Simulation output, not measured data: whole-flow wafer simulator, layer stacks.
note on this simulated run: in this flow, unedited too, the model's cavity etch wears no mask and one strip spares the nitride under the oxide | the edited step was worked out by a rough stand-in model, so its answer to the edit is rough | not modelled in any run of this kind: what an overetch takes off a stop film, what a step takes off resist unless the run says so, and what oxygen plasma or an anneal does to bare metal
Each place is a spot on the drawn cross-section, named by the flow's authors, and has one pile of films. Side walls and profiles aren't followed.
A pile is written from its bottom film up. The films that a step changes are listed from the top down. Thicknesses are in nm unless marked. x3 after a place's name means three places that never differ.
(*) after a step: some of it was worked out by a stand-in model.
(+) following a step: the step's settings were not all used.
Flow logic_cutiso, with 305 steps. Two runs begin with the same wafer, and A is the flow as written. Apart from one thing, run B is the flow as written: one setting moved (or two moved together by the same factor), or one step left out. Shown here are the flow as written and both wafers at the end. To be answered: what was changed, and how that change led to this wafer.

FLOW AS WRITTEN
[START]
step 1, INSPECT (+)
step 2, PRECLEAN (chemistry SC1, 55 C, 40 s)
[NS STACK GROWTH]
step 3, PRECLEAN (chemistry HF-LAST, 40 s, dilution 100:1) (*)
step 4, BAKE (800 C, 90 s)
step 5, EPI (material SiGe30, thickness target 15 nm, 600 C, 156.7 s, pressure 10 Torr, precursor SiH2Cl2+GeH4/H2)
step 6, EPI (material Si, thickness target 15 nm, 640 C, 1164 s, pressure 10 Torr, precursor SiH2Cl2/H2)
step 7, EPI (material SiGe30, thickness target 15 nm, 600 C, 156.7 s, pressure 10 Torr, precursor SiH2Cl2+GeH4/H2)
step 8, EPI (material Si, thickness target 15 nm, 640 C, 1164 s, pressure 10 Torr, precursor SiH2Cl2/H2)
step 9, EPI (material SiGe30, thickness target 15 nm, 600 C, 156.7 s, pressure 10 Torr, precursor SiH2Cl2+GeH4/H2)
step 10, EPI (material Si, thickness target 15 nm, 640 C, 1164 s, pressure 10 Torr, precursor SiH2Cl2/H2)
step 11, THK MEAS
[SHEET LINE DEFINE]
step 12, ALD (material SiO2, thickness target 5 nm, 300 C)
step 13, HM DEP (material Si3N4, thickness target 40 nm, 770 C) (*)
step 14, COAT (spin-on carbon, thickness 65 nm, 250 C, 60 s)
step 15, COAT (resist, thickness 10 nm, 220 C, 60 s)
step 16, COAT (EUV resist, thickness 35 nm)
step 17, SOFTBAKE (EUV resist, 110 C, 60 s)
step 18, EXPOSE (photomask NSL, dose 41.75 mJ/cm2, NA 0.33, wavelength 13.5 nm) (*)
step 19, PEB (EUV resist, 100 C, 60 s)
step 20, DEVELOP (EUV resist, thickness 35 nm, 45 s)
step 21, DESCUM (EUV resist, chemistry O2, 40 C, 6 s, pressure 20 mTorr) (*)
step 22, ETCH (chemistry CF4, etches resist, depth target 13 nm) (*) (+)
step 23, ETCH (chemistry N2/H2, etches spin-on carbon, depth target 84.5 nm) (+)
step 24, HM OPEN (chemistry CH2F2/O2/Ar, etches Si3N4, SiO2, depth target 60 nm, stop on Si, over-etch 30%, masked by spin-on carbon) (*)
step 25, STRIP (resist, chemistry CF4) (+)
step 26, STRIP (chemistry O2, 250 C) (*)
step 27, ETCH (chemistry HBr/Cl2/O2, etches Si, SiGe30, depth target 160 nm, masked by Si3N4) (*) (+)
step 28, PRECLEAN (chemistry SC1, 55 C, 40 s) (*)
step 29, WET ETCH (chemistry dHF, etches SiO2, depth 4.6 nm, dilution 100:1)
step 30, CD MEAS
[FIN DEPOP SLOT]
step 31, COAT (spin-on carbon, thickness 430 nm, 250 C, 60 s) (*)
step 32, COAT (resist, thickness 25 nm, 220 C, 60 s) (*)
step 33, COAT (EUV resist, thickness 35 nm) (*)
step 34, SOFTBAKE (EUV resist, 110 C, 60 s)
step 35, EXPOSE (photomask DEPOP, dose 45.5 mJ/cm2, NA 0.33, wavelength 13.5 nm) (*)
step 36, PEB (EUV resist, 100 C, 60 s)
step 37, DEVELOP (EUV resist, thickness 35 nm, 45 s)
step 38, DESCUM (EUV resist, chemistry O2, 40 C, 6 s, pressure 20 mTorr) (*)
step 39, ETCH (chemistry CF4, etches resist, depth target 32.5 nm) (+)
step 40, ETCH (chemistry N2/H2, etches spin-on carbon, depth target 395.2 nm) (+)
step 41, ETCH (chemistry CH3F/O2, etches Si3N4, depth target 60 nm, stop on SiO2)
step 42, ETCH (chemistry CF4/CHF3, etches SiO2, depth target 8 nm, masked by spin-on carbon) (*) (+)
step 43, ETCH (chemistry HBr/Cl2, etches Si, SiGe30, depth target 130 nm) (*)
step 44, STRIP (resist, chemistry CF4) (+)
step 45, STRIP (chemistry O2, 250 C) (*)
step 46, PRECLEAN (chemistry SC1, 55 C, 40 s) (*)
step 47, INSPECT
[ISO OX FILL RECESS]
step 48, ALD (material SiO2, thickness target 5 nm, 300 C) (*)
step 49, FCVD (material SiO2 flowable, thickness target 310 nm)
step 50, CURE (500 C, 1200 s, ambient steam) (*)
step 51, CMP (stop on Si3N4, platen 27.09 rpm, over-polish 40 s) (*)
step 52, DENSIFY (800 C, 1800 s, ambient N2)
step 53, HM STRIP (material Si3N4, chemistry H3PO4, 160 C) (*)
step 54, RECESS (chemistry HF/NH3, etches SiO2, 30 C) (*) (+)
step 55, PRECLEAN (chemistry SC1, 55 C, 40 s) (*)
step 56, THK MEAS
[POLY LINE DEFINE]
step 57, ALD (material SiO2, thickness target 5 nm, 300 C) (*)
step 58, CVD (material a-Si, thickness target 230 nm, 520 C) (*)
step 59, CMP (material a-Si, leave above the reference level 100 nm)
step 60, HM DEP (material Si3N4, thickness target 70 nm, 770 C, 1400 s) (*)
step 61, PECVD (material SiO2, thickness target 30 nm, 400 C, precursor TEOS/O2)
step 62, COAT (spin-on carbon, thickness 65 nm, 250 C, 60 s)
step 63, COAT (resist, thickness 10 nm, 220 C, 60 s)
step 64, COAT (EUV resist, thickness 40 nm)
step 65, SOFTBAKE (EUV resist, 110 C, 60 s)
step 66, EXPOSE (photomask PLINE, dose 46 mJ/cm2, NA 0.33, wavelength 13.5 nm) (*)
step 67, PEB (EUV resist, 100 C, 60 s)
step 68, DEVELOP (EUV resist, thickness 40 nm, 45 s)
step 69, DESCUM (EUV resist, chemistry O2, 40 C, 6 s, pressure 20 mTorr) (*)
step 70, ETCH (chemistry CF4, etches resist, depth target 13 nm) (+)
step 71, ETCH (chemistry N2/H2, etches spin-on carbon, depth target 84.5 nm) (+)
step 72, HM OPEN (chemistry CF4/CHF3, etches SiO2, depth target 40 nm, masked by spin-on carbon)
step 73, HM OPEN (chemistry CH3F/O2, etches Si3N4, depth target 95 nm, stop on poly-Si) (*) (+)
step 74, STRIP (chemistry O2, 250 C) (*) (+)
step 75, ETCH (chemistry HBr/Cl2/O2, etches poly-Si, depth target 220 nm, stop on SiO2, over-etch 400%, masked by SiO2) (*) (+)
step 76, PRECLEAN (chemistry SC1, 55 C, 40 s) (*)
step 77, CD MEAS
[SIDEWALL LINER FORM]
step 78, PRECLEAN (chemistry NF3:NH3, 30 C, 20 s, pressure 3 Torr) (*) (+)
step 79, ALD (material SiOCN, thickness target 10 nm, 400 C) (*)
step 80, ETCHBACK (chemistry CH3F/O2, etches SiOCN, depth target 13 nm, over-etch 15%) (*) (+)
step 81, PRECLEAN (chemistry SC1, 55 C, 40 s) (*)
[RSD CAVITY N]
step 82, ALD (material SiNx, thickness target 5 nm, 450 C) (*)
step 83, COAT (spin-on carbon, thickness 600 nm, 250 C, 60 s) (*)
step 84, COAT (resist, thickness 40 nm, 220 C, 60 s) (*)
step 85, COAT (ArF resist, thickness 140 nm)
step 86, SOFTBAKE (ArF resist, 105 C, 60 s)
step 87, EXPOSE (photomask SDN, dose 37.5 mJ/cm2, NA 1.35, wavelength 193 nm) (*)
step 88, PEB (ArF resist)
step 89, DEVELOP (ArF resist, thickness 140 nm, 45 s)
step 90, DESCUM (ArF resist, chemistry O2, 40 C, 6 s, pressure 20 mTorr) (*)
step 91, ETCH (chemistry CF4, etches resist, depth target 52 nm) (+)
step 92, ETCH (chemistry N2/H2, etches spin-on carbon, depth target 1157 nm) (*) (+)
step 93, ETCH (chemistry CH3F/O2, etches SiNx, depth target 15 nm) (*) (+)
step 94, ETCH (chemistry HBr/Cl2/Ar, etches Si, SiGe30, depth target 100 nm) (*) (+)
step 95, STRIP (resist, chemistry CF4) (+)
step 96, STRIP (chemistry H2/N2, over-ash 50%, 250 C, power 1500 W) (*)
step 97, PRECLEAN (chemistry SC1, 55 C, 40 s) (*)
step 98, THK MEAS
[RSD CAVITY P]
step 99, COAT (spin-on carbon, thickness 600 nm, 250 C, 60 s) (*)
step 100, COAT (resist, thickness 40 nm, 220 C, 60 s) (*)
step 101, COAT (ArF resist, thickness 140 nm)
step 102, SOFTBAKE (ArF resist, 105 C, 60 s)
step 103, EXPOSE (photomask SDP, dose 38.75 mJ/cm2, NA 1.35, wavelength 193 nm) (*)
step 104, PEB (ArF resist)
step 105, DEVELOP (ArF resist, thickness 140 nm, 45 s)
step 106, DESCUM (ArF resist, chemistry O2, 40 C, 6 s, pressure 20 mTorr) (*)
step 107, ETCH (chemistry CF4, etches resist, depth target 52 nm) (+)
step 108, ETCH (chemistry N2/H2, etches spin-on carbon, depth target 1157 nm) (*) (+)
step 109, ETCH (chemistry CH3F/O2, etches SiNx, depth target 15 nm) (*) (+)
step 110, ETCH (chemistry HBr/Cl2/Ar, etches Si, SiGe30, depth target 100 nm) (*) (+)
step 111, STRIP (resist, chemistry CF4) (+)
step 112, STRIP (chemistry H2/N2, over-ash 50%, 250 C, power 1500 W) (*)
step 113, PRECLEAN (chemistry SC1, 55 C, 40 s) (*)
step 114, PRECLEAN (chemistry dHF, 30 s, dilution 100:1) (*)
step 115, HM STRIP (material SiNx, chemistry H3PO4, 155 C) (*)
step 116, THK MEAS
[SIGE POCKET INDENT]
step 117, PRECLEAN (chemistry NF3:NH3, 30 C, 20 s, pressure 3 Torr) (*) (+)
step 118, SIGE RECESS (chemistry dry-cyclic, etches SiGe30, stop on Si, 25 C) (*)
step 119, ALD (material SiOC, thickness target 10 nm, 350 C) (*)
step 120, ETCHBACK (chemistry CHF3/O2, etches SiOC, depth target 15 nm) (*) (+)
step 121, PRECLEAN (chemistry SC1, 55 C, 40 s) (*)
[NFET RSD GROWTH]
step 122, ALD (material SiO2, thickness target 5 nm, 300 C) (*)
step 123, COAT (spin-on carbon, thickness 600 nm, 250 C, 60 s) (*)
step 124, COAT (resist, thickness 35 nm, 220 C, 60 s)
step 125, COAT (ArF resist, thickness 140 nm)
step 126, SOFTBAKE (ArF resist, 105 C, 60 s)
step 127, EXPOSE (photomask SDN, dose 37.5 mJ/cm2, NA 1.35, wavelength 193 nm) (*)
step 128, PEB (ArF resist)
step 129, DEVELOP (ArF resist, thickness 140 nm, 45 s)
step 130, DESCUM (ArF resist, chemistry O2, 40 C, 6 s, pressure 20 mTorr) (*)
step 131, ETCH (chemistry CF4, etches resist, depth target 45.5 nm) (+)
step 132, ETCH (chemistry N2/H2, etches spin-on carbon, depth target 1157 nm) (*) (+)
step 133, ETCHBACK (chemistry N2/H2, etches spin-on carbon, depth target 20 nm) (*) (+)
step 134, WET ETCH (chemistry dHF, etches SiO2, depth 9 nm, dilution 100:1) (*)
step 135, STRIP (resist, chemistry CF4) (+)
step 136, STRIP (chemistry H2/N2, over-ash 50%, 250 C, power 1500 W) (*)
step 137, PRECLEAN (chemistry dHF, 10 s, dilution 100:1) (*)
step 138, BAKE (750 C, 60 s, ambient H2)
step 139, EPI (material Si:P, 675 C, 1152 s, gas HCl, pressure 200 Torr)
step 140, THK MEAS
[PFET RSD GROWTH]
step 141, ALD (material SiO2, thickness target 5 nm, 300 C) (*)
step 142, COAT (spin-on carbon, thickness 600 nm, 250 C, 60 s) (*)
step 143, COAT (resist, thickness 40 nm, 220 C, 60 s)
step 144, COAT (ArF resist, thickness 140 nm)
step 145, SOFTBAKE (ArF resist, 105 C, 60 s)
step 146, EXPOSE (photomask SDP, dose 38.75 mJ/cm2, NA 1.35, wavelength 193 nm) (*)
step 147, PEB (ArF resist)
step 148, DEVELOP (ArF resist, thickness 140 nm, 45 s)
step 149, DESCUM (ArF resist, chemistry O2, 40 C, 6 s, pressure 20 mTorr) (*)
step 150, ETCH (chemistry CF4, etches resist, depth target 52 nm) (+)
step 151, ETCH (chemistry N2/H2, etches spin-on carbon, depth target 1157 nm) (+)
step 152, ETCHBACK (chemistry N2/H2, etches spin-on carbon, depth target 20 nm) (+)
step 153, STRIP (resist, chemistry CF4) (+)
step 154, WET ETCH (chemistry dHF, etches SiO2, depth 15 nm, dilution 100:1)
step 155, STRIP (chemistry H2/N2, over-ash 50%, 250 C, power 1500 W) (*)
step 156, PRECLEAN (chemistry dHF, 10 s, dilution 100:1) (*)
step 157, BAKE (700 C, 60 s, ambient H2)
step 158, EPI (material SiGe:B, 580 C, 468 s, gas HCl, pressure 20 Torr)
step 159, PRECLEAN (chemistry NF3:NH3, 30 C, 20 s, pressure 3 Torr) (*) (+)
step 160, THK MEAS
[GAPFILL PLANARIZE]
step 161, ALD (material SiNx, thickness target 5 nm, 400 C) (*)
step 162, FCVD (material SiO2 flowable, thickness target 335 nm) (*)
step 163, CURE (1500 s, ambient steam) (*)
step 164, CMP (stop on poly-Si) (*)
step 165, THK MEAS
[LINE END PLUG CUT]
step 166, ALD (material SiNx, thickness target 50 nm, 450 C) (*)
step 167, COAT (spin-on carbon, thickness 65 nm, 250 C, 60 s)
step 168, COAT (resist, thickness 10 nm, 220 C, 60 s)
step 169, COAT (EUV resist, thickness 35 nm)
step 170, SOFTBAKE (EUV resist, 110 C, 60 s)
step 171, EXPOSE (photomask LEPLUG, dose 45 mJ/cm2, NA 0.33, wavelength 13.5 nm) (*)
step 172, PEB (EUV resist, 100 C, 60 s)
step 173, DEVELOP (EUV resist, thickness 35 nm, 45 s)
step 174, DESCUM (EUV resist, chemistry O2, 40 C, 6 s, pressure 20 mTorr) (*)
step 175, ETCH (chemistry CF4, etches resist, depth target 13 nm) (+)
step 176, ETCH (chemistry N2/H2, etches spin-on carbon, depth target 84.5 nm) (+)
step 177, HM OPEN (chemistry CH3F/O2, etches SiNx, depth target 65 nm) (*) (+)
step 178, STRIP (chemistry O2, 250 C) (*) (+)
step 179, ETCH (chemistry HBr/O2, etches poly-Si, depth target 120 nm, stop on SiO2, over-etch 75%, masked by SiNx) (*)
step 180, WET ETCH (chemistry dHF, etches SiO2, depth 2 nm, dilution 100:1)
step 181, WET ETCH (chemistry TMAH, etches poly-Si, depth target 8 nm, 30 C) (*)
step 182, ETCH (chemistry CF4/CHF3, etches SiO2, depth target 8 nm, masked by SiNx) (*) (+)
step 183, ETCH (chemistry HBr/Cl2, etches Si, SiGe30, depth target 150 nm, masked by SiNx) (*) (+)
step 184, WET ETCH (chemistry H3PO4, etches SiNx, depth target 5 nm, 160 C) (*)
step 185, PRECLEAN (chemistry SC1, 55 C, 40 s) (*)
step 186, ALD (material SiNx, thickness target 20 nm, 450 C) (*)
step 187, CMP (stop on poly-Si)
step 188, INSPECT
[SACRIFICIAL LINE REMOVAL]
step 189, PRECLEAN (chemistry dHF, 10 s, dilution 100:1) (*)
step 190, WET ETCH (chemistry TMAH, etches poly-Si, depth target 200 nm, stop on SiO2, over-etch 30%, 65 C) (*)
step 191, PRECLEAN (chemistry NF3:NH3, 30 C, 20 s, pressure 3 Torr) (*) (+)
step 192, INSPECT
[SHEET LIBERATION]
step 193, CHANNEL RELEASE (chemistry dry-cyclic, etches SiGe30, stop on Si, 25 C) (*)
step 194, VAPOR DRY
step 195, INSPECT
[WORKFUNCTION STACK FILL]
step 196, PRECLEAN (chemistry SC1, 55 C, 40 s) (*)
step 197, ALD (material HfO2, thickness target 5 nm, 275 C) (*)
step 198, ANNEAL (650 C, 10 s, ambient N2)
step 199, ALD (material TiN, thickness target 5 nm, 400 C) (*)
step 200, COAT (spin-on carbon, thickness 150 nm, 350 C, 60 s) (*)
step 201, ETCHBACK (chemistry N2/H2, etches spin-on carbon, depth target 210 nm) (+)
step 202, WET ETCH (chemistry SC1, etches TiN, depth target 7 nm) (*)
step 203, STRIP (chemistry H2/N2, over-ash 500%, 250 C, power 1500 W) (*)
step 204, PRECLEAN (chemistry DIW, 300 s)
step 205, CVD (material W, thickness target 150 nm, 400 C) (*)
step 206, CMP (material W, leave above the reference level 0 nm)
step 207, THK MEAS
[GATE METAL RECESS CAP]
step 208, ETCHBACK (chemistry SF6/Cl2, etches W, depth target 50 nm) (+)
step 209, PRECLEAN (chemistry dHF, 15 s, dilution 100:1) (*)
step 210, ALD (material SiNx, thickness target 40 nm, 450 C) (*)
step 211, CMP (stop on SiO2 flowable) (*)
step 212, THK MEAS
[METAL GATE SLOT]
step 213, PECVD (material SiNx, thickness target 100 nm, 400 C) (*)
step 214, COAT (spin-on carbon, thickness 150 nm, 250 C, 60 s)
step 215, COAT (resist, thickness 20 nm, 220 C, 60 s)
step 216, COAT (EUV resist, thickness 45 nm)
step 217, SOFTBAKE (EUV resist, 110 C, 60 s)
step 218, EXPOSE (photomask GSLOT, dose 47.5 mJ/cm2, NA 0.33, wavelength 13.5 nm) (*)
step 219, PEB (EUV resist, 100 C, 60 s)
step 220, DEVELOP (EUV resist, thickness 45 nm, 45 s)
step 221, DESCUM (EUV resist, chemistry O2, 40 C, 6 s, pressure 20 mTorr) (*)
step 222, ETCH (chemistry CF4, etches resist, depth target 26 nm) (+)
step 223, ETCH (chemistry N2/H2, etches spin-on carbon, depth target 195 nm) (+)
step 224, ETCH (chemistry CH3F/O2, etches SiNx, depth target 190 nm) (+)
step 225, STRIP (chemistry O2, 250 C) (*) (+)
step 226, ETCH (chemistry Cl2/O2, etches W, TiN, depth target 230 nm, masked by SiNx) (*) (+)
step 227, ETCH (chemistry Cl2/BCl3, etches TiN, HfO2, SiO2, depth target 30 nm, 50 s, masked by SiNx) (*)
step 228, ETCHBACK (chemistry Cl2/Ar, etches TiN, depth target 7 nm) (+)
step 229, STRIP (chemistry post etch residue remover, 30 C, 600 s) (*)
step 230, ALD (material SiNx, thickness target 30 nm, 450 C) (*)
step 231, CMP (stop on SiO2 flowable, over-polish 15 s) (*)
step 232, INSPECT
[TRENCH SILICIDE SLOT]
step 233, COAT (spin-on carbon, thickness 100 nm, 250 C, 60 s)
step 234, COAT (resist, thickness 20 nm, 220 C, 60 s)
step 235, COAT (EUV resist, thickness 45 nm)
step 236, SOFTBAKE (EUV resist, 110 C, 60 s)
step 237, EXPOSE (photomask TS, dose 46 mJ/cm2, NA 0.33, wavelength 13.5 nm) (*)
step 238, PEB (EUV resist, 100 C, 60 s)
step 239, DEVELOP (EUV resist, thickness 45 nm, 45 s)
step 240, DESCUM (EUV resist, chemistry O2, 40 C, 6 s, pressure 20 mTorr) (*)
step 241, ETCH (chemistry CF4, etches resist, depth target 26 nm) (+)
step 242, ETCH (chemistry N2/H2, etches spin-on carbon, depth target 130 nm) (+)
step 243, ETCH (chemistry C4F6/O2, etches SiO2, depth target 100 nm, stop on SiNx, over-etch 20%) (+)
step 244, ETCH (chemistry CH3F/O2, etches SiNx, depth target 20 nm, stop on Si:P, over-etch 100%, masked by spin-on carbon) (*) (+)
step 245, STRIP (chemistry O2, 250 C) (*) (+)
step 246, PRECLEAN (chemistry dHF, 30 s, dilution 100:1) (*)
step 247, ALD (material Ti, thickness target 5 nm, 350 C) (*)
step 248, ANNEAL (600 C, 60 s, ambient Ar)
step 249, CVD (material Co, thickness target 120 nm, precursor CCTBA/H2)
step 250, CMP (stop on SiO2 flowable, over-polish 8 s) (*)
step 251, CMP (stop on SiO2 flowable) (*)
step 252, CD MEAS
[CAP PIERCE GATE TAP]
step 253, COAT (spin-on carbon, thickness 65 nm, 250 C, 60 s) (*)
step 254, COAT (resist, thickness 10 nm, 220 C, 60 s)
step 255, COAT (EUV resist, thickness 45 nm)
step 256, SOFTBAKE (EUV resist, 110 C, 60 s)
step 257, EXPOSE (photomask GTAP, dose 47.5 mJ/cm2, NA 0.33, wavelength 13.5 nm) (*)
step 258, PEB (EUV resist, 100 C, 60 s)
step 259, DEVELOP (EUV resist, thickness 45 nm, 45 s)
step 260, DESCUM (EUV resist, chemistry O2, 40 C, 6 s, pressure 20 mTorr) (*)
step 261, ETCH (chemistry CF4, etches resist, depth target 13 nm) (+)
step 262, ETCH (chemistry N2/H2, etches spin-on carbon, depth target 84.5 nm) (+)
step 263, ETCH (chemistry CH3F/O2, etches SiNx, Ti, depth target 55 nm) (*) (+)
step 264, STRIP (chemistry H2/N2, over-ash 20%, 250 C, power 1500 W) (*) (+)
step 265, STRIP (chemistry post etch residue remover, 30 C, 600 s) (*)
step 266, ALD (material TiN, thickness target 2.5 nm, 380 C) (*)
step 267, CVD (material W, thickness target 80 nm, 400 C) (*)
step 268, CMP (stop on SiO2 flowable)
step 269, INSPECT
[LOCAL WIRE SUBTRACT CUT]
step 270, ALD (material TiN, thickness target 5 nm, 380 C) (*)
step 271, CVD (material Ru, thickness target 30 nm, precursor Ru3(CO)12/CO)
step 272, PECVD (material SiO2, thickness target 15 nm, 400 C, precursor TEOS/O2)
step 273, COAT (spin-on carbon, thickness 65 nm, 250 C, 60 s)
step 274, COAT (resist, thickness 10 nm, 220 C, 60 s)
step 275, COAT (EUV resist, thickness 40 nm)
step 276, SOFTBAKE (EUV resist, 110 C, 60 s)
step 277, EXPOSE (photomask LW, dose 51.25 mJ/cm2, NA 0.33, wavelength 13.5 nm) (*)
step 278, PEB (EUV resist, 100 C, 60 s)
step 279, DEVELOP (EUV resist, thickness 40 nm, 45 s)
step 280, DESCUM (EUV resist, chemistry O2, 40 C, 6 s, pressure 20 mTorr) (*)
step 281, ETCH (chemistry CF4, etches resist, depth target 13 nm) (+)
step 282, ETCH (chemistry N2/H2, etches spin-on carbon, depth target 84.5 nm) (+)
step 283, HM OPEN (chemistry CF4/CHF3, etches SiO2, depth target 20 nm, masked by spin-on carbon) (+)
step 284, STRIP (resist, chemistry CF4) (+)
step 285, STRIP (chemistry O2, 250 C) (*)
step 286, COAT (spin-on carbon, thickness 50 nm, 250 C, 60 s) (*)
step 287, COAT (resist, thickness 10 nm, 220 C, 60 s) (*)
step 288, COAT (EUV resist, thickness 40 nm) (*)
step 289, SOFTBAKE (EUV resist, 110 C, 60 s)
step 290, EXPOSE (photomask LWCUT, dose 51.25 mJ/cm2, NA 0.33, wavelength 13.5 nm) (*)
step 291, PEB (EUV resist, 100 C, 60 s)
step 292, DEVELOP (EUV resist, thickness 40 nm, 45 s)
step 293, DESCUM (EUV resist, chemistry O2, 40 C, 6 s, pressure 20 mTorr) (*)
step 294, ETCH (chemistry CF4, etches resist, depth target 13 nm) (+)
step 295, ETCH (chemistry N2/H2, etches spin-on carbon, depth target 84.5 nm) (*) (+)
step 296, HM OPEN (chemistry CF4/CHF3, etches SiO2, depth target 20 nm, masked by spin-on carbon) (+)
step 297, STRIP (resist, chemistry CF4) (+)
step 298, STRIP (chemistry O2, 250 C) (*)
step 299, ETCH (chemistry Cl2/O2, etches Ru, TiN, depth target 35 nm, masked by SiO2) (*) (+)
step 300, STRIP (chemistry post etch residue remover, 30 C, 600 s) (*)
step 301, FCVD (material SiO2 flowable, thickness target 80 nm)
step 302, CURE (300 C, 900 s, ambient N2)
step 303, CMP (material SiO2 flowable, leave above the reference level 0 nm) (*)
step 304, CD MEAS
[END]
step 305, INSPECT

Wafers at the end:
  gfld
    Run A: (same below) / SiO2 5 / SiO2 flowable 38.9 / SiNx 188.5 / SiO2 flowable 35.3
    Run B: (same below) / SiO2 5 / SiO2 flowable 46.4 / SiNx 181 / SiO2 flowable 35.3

Cause: step 227, ETCH: depth target 22.5 nm was run, while the flow as written has depth target 30 nm.

The path from the change to this, step by step:
  step 227, ETCH (chemistry Cl2/BCl3, etches TiN, HfO2, SiO2, depth target 30 nm, 50 s, masked by SiNx) (*)
      gfld: A HfO2 loses 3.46 (all of it), SiO2 flowable loses 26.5 | B HfO2 loses 3.46 (all of it), SiO2 flowable loses 19
  step 230, ALD (material SiNx, thickness target 30 nm, 450 C) (*)
      gfld: A SiNx gains 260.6 (new film) | B SiNx gains 253.1 (new film)
